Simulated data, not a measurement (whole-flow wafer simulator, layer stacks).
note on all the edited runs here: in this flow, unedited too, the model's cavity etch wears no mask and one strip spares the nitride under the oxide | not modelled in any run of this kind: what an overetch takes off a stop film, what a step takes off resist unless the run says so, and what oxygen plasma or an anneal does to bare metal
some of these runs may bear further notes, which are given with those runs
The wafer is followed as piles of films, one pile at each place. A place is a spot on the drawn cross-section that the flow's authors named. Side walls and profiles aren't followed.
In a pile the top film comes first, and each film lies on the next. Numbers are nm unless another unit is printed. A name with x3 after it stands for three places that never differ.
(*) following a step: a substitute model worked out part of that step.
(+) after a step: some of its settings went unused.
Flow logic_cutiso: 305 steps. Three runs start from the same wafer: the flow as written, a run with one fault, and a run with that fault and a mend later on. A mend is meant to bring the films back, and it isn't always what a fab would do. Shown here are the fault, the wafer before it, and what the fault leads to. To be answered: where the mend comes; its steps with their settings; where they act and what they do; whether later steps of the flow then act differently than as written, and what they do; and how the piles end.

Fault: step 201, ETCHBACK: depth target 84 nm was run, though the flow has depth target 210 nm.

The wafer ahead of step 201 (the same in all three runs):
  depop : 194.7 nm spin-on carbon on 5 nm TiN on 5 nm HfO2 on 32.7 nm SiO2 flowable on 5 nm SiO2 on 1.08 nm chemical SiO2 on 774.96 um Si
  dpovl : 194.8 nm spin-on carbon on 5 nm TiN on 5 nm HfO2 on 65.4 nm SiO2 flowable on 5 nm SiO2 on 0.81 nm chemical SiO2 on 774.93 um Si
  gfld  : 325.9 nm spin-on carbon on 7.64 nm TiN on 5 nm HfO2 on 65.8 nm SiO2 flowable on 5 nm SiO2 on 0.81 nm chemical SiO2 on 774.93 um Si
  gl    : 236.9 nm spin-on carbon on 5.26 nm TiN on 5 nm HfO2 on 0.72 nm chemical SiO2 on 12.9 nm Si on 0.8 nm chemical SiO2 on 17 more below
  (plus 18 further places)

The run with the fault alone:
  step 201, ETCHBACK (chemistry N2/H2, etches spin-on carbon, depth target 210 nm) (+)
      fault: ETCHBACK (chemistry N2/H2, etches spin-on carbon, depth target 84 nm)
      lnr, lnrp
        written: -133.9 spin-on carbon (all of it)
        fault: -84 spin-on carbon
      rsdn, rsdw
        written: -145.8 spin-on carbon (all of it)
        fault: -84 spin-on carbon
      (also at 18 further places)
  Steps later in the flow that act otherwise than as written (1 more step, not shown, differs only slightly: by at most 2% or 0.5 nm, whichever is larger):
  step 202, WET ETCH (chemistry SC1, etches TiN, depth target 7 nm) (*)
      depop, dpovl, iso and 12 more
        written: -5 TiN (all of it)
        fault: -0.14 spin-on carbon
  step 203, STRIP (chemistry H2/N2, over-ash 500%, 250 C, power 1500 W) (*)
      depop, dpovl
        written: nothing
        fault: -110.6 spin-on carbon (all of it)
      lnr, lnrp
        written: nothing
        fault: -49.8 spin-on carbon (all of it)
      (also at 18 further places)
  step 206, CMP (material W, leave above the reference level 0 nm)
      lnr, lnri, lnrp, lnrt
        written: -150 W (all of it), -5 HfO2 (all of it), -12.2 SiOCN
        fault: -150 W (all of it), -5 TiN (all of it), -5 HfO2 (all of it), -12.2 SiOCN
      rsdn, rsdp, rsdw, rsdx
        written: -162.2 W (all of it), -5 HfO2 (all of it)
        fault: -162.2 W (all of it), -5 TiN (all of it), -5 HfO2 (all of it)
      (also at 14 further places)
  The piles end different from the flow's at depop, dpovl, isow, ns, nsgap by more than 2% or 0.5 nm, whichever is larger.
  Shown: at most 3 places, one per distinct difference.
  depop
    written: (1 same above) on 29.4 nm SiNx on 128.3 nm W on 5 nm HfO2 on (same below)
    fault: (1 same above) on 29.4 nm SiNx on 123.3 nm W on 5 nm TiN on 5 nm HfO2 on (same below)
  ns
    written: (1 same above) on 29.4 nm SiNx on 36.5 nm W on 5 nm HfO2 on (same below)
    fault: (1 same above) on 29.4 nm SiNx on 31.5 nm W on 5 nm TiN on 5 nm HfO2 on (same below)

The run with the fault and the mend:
  The mend follows step 201.
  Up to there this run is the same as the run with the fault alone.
  step 201a, ETCHBACK (chemistry N2/H2, etches spin-on carbon, depth target 126 nm) (+) (the flow's step 201, run once more with other settings)
      gfld, gl, glp, gxf, gxn, gxp, tap
        -126 spin-on carbon
      lnr, lnrp
        -49.9 spin-on carbon (all of it)
      rsdn, rsdw
        -61.8 spin-on carbon (all of it)
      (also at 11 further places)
  Every later step of the flow that is run acts as written at every place that is followed.
  By the end, the piles equal the flow's at every place that both follow.
